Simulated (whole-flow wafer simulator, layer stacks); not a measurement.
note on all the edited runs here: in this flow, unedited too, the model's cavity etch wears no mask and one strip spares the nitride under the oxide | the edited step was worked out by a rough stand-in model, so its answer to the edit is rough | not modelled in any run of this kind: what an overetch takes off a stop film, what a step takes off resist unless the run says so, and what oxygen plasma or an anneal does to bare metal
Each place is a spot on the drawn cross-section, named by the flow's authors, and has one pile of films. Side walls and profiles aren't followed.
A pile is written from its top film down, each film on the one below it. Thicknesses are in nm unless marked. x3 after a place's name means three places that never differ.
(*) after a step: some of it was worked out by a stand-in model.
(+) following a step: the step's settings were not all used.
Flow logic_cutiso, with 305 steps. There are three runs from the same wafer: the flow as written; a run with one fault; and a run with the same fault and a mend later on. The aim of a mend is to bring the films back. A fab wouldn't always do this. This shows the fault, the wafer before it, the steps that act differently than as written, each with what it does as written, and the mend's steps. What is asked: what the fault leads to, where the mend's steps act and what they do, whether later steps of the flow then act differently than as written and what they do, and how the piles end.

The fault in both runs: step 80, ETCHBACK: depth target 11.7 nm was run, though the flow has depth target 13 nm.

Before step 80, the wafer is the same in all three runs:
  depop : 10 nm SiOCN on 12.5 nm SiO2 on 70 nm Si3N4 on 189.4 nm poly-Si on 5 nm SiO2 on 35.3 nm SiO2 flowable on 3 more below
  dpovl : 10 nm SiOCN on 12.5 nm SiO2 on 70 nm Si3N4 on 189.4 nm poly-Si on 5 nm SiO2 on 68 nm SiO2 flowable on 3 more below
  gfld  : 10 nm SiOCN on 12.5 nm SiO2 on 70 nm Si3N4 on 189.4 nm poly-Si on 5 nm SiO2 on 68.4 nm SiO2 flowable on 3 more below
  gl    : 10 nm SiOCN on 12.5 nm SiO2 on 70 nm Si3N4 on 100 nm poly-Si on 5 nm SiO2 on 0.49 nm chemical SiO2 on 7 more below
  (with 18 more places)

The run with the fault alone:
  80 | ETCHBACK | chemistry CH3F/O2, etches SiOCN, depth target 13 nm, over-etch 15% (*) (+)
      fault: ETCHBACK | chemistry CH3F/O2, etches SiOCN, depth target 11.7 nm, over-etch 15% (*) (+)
      acts as it does as written at every place that is followed, but for slight differences, by at most 2% or 0.5 nm, whichever is larger
  Steps later in the flow that act otherwise than as written (40 other steps are not shown; they differ only slightly, by no more than 2% or 0.5 nm, whichever is larger):
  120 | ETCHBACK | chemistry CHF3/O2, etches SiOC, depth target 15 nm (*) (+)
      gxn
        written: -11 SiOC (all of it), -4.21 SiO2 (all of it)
        fault: -11.4 SiOC (all of it), -3.56 SiO2
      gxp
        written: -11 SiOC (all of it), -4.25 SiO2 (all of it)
        fault: -11.4 SiOC (all of it), -3.59 SiO2
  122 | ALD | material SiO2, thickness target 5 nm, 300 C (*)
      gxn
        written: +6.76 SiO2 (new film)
        fault: +6.64 SiO2
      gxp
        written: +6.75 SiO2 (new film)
        fault: +6.63 SiO2
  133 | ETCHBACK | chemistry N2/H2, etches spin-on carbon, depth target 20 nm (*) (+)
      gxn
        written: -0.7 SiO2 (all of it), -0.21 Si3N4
        fault: -1.11 SiO2
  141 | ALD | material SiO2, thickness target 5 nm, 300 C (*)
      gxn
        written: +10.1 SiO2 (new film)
        fault: +11.1 SiO2 (new film)
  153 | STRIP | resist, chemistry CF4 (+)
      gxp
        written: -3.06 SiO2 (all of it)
        fault: -3.87 SiO2 (all of it)
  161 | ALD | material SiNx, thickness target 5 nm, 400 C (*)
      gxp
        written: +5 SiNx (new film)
        fault: +5.65 SiNx (new film)
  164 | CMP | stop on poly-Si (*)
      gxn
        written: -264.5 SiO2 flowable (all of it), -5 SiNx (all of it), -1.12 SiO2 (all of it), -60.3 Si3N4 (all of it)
        fault: -264 SiO2 flowable (all of it), -5 SiNx (all of it), -2.06 SiO2 (all of it), -60.7 Si3N4 (all of it)
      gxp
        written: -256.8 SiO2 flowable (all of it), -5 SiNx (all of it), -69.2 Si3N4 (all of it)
        fault: -257 SiO2 flowable (all of it), -5.65 SiNx (all of it), -69.2 Si3N4 (all of it)
  At the end the piles are close to the flow's at the places that both follow, differing by at most 2% or 0.5 nm, whichever is larger.

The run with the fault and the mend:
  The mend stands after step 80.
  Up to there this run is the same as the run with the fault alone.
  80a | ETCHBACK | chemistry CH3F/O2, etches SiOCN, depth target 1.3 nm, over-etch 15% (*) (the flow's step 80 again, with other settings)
      depop, dpovl, gfld and 10 more
        -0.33 SiO2
      lnr, lnri, lnrp, lnrt
        -1.3 SiOCN
      rsdn, rsdp, rsdw, rsdx
        -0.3 Si
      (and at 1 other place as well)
  Later steps of the flow that are run all act as written at every place that is followed.
  The piles end the same as the flow's at every place that both follow.
